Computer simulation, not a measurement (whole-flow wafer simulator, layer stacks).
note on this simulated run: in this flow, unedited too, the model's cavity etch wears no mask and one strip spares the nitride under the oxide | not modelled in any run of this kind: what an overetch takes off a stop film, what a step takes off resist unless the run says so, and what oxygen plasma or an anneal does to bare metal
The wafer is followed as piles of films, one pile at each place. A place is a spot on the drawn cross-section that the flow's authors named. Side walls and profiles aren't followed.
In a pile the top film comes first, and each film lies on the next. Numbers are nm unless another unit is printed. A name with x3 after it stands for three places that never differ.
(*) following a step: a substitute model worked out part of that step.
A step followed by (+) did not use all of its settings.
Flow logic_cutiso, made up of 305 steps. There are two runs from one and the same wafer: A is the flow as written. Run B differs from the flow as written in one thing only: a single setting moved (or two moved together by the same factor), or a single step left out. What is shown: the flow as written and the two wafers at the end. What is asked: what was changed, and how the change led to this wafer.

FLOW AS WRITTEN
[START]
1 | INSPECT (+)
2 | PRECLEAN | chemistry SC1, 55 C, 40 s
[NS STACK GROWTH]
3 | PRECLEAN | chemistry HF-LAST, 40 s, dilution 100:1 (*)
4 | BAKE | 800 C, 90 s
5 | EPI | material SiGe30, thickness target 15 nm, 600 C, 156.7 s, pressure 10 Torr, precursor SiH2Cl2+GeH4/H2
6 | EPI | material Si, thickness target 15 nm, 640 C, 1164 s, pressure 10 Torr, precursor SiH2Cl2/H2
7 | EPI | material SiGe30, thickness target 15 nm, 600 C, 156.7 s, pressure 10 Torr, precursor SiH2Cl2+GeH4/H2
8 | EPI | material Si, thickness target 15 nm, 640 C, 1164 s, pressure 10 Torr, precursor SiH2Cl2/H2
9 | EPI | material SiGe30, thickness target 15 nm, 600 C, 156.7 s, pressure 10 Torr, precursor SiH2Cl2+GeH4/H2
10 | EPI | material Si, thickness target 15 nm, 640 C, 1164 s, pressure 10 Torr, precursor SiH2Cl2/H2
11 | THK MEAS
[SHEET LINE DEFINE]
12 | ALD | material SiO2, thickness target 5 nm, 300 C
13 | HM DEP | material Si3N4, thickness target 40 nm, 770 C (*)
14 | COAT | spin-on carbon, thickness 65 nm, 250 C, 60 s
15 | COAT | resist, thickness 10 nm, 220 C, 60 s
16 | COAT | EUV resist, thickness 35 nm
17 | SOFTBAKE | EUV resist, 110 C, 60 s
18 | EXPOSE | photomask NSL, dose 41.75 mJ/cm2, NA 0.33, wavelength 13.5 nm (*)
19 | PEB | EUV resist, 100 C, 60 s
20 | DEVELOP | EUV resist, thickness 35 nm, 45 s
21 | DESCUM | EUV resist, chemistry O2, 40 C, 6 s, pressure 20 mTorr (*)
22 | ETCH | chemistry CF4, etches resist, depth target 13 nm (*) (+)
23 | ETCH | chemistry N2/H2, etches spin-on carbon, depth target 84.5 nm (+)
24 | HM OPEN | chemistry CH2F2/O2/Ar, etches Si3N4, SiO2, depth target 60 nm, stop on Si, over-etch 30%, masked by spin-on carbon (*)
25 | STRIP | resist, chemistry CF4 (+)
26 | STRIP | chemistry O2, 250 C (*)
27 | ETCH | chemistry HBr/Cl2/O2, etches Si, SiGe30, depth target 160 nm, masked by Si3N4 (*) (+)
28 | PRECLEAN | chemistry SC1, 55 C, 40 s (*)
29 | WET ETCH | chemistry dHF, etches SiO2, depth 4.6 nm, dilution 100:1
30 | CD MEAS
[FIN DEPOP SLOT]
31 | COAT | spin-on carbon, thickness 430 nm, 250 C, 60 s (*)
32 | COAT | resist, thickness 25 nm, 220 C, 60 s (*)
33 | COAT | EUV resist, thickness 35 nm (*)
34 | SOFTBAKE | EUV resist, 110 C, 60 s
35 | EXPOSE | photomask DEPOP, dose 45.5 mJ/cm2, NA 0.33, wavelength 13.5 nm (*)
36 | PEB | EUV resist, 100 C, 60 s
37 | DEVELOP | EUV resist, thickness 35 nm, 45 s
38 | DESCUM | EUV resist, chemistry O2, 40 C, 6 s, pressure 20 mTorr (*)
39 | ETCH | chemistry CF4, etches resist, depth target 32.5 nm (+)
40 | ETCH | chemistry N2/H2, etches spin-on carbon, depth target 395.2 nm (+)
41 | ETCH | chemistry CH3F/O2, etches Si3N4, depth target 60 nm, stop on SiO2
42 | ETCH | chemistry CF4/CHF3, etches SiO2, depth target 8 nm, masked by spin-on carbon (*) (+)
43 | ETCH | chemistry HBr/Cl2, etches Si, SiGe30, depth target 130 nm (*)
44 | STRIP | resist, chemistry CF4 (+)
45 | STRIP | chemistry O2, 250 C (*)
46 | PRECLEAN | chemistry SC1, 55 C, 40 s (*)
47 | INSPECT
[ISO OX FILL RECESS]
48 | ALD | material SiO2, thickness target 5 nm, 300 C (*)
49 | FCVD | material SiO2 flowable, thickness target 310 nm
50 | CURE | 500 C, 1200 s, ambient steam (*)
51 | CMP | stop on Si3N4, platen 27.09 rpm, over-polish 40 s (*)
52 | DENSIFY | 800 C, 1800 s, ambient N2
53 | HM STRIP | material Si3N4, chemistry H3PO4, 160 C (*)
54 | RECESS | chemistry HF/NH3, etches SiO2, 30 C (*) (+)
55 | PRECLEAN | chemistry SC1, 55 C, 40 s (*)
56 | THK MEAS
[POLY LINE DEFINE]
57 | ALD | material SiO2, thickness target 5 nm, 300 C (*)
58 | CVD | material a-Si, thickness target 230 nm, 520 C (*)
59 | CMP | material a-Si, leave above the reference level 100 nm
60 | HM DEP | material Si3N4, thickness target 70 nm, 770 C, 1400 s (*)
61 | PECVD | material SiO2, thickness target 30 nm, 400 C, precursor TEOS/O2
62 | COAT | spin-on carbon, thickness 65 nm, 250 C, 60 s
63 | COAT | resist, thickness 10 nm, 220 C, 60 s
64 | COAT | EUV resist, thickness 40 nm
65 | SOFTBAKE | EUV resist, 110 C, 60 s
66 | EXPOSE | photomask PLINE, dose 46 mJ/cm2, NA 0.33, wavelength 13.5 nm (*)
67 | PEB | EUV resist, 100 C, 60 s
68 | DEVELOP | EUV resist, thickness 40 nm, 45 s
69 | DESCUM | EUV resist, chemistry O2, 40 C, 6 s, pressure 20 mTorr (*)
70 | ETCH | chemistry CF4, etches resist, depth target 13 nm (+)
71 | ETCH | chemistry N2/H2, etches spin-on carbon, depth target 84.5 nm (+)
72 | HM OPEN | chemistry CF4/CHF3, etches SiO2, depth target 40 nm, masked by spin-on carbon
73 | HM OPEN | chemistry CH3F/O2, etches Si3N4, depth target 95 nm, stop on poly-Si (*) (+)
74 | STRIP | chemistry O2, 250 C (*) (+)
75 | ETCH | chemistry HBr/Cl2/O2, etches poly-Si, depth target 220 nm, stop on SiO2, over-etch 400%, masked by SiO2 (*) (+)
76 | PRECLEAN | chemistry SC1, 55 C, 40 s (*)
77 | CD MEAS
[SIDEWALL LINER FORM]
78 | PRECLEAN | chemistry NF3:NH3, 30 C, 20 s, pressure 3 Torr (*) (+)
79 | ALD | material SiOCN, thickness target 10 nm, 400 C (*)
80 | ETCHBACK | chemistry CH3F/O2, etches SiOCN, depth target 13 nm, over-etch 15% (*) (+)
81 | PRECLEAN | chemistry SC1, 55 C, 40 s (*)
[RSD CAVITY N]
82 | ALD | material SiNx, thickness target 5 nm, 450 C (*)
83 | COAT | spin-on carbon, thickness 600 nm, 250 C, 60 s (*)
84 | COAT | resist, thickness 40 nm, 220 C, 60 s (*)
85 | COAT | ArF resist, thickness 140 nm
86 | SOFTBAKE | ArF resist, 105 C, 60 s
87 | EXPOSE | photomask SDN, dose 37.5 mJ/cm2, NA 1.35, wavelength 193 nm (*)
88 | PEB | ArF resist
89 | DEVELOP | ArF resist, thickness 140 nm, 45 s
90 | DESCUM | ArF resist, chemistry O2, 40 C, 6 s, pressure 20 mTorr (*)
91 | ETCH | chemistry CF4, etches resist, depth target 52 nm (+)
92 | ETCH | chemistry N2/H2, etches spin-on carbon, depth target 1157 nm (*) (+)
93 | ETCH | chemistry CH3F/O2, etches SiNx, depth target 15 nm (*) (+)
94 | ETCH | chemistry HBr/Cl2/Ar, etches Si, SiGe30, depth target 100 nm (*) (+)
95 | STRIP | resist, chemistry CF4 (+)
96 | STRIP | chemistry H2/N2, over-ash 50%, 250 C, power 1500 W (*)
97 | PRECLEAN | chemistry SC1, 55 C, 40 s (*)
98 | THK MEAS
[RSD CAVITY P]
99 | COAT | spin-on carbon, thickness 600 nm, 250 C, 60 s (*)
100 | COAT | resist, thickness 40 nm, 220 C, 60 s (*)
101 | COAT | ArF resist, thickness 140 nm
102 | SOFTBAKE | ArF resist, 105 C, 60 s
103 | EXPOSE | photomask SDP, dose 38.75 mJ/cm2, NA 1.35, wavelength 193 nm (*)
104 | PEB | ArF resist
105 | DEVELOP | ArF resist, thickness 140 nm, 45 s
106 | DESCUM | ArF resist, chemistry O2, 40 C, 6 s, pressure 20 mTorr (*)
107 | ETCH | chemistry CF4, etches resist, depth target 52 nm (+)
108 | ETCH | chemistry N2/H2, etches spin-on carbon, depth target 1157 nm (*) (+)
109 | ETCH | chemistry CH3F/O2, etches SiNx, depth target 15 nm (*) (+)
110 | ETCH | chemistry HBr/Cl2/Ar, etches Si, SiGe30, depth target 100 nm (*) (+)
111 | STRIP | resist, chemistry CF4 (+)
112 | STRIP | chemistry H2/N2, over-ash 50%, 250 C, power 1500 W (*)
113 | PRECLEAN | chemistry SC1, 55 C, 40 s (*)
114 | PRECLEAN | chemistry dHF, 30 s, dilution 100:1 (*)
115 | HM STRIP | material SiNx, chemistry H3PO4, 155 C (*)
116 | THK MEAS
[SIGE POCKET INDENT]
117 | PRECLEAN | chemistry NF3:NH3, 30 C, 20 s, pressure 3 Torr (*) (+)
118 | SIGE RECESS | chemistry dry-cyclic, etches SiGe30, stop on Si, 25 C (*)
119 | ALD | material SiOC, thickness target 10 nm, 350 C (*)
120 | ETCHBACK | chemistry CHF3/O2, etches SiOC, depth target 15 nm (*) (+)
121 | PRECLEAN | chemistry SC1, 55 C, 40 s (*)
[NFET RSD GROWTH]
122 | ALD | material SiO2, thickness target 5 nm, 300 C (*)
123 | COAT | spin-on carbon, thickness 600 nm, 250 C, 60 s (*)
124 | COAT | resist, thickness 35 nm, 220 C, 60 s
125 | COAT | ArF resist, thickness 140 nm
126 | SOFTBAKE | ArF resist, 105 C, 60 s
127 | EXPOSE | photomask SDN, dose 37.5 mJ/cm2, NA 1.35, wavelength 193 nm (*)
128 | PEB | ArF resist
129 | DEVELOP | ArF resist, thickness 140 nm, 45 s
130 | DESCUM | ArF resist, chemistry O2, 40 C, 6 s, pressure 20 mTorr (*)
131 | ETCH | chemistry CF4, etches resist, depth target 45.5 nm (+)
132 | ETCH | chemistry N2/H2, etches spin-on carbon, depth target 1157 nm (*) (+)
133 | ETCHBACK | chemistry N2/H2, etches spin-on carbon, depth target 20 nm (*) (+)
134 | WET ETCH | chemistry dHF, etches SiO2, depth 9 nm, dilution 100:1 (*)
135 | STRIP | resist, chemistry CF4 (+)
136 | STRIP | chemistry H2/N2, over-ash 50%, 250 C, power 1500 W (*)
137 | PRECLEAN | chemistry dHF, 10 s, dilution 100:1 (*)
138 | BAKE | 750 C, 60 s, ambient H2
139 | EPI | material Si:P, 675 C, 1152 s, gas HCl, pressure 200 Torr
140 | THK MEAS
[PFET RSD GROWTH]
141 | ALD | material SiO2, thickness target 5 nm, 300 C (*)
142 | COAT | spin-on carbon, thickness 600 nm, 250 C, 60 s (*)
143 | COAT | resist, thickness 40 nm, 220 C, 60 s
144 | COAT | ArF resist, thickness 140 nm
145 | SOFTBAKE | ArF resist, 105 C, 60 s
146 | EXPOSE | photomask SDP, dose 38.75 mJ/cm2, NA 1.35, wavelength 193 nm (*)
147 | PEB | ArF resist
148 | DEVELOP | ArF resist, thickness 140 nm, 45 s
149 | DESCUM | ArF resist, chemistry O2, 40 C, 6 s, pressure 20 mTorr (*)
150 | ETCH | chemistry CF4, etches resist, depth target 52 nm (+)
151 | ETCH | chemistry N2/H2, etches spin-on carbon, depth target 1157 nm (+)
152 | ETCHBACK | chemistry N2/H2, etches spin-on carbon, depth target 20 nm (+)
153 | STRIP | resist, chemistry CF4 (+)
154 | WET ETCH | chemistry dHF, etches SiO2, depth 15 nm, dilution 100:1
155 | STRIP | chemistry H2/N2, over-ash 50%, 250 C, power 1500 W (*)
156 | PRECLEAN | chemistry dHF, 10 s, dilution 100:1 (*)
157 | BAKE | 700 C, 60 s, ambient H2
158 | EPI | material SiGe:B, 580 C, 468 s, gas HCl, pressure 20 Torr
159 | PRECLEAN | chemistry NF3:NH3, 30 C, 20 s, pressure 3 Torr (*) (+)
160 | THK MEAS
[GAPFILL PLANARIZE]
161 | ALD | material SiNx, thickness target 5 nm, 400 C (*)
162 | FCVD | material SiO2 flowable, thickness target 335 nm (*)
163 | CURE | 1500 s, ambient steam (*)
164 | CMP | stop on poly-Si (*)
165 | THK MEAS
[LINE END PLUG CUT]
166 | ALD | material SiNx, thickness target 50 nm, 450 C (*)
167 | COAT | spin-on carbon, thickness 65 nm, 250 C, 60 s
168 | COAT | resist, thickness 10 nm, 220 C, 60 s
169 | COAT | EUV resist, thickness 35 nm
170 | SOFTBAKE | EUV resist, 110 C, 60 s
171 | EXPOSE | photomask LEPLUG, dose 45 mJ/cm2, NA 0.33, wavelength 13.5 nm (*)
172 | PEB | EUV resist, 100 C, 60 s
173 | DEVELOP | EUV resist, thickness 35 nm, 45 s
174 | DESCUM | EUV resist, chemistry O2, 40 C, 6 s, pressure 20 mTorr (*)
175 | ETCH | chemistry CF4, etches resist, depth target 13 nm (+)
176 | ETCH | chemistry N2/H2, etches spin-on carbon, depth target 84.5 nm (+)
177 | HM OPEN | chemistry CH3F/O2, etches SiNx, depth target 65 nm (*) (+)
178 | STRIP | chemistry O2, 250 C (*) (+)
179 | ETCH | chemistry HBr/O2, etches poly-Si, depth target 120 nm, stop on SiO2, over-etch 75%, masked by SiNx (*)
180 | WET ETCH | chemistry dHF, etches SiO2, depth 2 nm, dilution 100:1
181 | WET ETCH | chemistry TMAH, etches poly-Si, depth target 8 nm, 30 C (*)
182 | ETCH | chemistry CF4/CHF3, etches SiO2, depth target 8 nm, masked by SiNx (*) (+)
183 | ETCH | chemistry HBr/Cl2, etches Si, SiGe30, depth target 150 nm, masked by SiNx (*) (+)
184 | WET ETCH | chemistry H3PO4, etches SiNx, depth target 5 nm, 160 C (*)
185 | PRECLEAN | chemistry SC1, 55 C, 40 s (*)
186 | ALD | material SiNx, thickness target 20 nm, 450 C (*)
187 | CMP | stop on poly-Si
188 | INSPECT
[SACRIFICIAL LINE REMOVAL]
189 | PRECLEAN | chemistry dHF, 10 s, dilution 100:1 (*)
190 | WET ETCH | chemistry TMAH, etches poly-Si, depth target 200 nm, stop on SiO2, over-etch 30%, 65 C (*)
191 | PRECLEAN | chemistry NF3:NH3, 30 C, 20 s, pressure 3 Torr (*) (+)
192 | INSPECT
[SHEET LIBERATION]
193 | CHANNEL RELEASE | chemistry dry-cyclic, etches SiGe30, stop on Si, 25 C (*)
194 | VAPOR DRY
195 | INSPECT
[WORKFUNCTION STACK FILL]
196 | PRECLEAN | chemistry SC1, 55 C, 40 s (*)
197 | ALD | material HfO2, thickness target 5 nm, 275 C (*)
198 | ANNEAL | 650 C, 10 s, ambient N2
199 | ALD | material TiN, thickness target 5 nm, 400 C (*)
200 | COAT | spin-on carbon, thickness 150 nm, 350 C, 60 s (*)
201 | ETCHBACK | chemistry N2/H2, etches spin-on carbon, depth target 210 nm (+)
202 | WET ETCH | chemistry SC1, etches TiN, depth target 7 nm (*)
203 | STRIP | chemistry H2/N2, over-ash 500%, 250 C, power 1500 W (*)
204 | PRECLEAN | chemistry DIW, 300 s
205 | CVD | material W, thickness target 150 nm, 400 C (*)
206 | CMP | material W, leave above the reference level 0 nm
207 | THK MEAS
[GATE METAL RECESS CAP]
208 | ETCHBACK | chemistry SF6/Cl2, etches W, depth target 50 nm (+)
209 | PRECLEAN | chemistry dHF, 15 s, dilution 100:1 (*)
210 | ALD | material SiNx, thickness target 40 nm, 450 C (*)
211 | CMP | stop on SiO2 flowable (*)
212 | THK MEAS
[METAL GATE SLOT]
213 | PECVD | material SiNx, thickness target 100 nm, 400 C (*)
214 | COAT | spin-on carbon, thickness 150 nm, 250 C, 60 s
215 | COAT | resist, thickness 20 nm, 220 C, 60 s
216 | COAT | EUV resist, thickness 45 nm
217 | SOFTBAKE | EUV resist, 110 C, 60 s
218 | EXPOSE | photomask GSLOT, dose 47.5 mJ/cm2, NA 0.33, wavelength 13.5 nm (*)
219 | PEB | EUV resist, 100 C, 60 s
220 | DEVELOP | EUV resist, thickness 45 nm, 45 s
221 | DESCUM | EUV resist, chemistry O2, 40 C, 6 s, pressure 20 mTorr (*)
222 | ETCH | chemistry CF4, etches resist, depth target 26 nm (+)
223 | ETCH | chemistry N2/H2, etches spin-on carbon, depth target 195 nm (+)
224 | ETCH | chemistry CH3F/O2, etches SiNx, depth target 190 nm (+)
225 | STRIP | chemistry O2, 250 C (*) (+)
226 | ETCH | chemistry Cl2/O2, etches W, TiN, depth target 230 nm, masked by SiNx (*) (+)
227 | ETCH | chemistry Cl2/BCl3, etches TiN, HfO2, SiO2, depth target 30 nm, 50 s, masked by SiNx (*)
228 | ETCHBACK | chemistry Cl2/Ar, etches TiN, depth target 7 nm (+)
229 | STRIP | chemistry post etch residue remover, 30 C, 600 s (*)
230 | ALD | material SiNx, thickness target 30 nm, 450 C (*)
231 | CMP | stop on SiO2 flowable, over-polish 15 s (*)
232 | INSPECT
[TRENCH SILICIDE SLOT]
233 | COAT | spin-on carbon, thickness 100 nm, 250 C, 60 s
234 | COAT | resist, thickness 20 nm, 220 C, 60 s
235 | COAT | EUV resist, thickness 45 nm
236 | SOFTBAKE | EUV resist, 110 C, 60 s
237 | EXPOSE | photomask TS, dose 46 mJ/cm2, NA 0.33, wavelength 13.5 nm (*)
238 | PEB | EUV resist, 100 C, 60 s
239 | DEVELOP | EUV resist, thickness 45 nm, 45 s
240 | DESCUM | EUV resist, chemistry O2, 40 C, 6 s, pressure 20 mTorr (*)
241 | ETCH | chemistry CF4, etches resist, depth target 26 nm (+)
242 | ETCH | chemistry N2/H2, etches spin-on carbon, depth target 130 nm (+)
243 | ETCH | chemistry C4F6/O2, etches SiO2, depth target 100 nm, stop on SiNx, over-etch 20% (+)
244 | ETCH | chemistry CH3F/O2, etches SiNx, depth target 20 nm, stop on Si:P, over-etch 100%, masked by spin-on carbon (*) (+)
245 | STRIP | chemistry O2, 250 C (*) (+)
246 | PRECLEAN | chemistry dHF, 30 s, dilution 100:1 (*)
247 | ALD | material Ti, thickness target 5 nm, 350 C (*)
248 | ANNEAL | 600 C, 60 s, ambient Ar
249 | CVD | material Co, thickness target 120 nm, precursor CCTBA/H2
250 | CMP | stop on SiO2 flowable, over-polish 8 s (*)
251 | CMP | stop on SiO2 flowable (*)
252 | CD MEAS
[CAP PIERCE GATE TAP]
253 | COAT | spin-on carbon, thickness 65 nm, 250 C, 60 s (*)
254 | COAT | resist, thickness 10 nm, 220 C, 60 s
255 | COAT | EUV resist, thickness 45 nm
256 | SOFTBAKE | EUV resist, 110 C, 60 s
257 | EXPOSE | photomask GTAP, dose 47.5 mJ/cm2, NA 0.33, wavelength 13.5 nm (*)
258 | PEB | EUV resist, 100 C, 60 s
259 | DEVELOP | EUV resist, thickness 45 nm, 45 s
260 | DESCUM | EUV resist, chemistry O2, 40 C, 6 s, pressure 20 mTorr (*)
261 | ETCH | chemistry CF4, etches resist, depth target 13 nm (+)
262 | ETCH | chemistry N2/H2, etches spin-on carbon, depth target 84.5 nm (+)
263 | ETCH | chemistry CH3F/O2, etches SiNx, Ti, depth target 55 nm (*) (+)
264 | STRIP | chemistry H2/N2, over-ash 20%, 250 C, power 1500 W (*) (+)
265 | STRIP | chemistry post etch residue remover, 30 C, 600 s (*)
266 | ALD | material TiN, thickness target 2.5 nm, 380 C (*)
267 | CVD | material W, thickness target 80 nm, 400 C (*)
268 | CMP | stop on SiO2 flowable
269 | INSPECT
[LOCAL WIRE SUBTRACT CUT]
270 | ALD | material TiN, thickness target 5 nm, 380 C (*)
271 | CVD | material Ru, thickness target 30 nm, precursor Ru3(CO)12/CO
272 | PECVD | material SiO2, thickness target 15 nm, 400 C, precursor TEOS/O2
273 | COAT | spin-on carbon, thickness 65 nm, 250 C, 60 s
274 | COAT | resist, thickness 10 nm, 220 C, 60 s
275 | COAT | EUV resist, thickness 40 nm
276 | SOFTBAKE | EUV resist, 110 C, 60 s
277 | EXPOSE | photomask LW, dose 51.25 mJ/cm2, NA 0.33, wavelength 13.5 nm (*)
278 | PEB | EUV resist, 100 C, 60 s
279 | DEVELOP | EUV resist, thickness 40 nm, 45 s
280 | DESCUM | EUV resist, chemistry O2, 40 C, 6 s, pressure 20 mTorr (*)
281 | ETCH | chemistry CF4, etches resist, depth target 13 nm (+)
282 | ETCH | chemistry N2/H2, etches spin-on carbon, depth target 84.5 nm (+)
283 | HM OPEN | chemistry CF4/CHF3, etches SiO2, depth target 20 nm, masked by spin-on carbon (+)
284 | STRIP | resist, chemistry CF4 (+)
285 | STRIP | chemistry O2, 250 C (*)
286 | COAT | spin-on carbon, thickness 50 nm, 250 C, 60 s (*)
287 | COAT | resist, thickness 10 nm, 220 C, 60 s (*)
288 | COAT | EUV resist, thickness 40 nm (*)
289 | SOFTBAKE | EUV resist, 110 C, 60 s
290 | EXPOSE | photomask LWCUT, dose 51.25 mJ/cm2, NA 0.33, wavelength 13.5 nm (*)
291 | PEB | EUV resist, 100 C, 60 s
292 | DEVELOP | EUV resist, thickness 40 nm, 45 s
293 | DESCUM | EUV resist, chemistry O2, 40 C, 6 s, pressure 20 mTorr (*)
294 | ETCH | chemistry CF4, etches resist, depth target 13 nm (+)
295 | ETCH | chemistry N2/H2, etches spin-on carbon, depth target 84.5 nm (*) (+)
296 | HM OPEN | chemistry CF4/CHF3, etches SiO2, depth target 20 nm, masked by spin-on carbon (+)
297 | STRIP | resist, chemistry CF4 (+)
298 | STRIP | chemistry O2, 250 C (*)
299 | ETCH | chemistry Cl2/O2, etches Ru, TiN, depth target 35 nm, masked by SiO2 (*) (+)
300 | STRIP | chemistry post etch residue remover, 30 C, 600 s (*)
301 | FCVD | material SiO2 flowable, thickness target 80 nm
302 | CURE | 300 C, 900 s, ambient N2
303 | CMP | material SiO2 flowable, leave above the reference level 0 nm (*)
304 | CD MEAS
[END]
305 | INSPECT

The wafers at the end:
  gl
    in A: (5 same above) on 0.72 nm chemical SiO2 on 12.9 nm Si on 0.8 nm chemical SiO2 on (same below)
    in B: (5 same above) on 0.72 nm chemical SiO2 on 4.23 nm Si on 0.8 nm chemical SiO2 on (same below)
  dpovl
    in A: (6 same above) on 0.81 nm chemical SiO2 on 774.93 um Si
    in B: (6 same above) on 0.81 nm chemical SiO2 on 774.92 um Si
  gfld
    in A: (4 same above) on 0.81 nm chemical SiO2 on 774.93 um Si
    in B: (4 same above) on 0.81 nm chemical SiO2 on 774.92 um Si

Cause: step 10, EPI: 494.9 s was run, though the flow has 1164 s.

How this came from the change, step by step:
  10 | EPI | material Si, thickness target 15 nm, 640 C, 1164 s, pressure 10 Torr, precursor SiH2Cl2/H2
      depop, dpovl, gfld and 19 more: A +15 Si (new film) | B +6.38 Si (new film)
  27 | ETCH | chemistry HBr/Cl2/O2, etches Si, SiGe30, depth target 160 nm, masked by Si3N4 (*) (+)
      gfld, gxf, iso, lnri: A -0.79 chemical SiO2 (all of it), -11.4 Si (all of it), -15 SiGe30 (all of it), -15 Si (all of it), -15 SiGe30 (all of it), -15 Si (all of it), -15 SiGe30 (all of it), -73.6 Si | B -0.79 chemical SiO2 (all of it), -2.73 Si (all of it), -15 SiGe30 (all of it), -15 Si (all of it), -15 SiGe30 (all of it), -15 Si (all of it), -15 SiGe30 (all of it), -82.3 Si
      dpovl, nsgap: A -0.79 chemical SiO2 (all of it), -11.8 Si (all of it), -15 SiGe30 (all of it), -15 Si (all of it), -15 SiGe30 (all of it), -15 Si (all of it), -15 SiGe30 (all of it), -73.2 Si | B -0.79 chemical SiO2 (all of it), -3.13 Si (all of it), -15 SiGe30 (all of it), -15 Si (all of it), -15 SiGe30 (all of it), -15 Si (all of it), -15 SiGe30 (all of it), -81.9 Si
      (and at 1 other place as well)
  43 | ETCH | chemistry HBr/Cl2, etches Si, SiGe30, depth target 130 nm (*)
      depop: A -14 Si (all of it), -15 SiGe30 (all of it), -15 Si (all of it), -15 SiGe30 (all of it), -15 Si (all of it), -15 SiGe30 (all of it), -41 Si | B -5.39 Si (all of it), -15 SiGe30 (all of it), -15 Si (all of it), -15 SiGe30 (all of it), -15 Si (all of it), -15 SiGe30 (all of it), -49.6 Si
  94 | ETCH | chemistry HBr/Cl2/Ar, etches Si, SiGe30, depth target 100 nm (*) (+)
      rsdn, rsdx: A -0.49 chemical SiO2 (all of it), -12.8 Si (all of it), -15 SiGe30 (all of it), -15 Si (all of it), -15 SiGe30 (all of it), -15 Si (all of it), -15 SiGe30 (all of it), -12.2 Si | B -0.49 chemical SiO2 (all of it), -4.19 Si (all of it), -15 SiGe30 (all of it), -15 Si (all of it), -15 SiGe30 (all of it), -15 Si (all of it), -15 SiGe30 (all of it), -20.8 Si
  110 | ETCH | chemistry HBr/Cl2/Ar, etches Si, SiGe30, depth target 100 nm (*) (+)
      rsdp, rsdw: A -0.49 chemical SiO2 (all of it), -12.8 Si (all of it), -15 SiGe30 (all of it), -15 Si (all of it), -15 SiGe30 (all of it), -15 Si (all of it), -15 SiGe30 (all of it), -12.2 Si | B -0.49 chemical SiO2 (all of it), -4.19 Si (all of it), -15 SiGe30 (all of it), -15 Si (all of it), -15 SiGe30 (all of it), -15 Si (all of it), -15 SiGe30 (all of it), -20.8 Si
  183 | ETCH | chemistry HBr/Cl2, etches Si, SiGe30, depth target 150 nm, masked by SiNx (*) (+)
      plug: A -13.6 Si (all of it), -15 SiGe30 (all of it), -15 Si (all of it), -15 SiGe30 (all of it), -15 Si (all of it), -15 SiGe30 (all of it), -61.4 Si | B -4.93 Si (all of it), -15 SiGe30 (all of it), -15 Si (all of it), -15 SiGe30 (all of it), -15 Si (all of it), -15 SiGe30 (all of it), -70.1 Si
